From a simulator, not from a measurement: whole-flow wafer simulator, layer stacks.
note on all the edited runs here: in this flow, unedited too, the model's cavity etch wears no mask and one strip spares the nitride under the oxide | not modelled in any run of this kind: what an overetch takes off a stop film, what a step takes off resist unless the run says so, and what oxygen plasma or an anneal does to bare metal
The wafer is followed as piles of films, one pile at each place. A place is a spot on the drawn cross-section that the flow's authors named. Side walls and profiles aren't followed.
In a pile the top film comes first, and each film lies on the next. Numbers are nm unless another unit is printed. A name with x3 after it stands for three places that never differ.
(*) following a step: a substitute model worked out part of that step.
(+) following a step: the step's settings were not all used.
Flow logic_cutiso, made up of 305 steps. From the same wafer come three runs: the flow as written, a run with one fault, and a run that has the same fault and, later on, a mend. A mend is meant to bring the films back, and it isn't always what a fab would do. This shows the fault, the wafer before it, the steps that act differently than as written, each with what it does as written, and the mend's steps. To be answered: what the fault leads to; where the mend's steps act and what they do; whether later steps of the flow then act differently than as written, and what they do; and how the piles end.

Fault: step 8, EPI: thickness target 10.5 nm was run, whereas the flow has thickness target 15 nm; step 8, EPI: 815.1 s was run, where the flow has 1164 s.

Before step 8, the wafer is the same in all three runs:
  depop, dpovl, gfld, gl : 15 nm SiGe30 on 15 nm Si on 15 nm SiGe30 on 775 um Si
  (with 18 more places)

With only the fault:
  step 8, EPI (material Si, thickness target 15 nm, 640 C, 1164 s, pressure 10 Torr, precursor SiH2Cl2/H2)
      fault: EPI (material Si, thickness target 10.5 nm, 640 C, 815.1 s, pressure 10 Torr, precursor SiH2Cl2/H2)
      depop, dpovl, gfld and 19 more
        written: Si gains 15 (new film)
        fault: Si gains 10.5 (new film)
  Steps later in the flow that act otherwise than as written (2 more steps, not shown, differ only slightly: by at most 2% or 0.5 nm, whichever is larger):
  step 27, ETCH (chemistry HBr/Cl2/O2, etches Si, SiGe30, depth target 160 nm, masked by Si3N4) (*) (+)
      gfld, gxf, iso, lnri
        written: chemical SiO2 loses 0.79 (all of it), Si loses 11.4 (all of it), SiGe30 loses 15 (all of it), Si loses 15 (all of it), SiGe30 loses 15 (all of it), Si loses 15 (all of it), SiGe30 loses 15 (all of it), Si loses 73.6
        fault: chemical SiO2 loses 0.79 (all of it), Si loses 11.4 (all of it), SiGe30 loses 15 (all of it), Si loses 10.5 (all of it), SiGe30 loses 15 (all of it), Si loses 15 (all of it), SiGe30 loses 15 (all of it), Si loses 78.1
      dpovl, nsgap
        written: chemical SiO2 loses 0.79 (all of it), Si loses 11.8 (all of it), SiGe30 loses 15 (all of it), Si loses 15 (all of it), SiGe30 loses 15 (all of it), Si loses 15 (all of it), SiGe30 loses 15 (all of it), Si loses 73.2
        fault: chemical SiO2 loses 0.79 (all of it), Si loses 11.8 (all of it), SiGe30 loses 15 (all of it), Si loses 10.5 (all of it), SiGe30 loses 15 (all of it), Si loses 15 (all of it), SiGe30 loses 15 (all of it), Si loses 77.7
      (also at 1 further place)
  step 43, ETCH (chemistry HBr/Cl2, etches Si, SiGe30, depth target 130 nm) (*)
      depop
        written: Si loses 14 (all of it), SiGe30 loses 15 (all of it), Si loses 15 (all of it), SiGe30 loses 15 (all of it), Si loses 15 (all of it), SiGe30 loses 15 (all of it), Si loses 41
        fault: Si loses 14 (all of it), SiGe30 loses 15 (all of it), Si loses 10.5 (all of it), SiGe30 loses 15 (all of it), Si loses 15 (all of it), SiGe30 loses 15 (all of it), Si loses 45.5
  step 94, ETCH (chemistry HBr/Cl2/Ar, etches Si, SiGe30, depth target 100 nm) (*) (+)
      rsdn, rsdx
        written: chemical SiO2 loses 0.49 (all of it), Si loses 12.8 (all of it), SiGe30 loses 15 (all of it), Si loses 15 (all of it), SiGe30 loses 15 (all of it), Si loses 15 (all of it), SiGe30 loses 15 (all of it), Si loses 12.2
        fault: chemical SiO2 loses 0.49 (all of it), Si loses 12.8 (all of it), SiGe30 loses 15 (all of it), Si loses 10.5 (all of it), SiGe30 loses 15 (all of it), Si loses 15 (all of it), SiGe30 loses 15 (all of it), Si loses 16.7
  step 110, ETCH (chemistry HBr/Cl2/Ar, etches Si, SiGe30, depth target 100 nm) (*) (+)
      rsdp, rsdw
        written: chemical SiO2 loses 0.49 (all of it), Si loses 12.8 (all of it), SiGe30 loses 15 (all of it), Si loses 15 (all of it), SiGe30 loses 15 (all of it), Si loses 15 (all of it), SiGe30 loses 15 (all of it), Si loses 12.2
        fault: chemical SiO2 loses 0.49 (all of it), Si loses 12.8 (all of it), SiGe30 loses 15 (all of it), Si loses 10.5 (all of it), SiGe30 loses 15 (all of it), Si loses 15 (all of it), SiGe30 loses 15 (all of it), Si loses 16.7
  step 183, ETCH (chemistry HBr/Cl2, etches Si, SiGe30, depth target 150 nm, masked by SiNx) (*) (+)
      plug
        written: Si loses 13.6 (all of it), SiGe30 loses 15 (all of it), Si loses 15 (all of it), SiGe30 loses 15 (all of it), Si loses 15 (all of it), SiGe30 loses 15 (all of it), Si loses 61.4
        fault: Si loses 13.6 (all of it), SiGe30 loses 15 (all of it), Si loses 10.5 (all of it), SiGe30 loses 15 (all of it), Si loses 15 (all of it), SiGe30 loses 15 (all of it), Si loses 65.9
  By the end, the piles at gl, glp, gxn and 6 more depart from the flow's by more than 2% or 0.5 nm, whichever is larger.
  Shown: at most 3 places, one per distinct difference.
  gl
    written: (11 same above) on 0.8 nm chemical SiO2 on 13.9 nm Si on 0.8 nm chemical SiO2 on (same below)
    fault: (11 same above) on 0.8 nm chemical SiO2 on 9.42 nm Si on 0.8 nm chemical SiO2 on (same below)
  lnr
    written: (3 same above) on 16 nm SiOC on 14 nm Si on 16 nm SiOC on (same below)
    fault: (3 same above) on 16 nm SiOC on 9.47 nm Si on 16 nm SiOC on (same below)
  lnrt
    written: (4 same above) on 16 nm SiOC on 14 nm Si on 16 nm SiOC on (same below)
    fault: (4 same above) on 16 nm SiOC on 9.47 nm Si on 16 nm SiOC on (same below)

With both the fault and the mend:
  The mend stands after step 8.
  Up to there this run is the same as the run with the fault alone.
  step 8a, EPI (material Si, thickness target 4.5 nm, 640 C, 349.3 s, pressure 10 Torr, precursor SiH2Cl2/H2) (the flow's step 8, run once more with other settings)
      depop, dpovl, gfld and 19 more
        Si gains 4.5
  Every later step of the flow that is run acts as written at every place that is followed.
  The piles end the same as the flow's at every place that both follow.
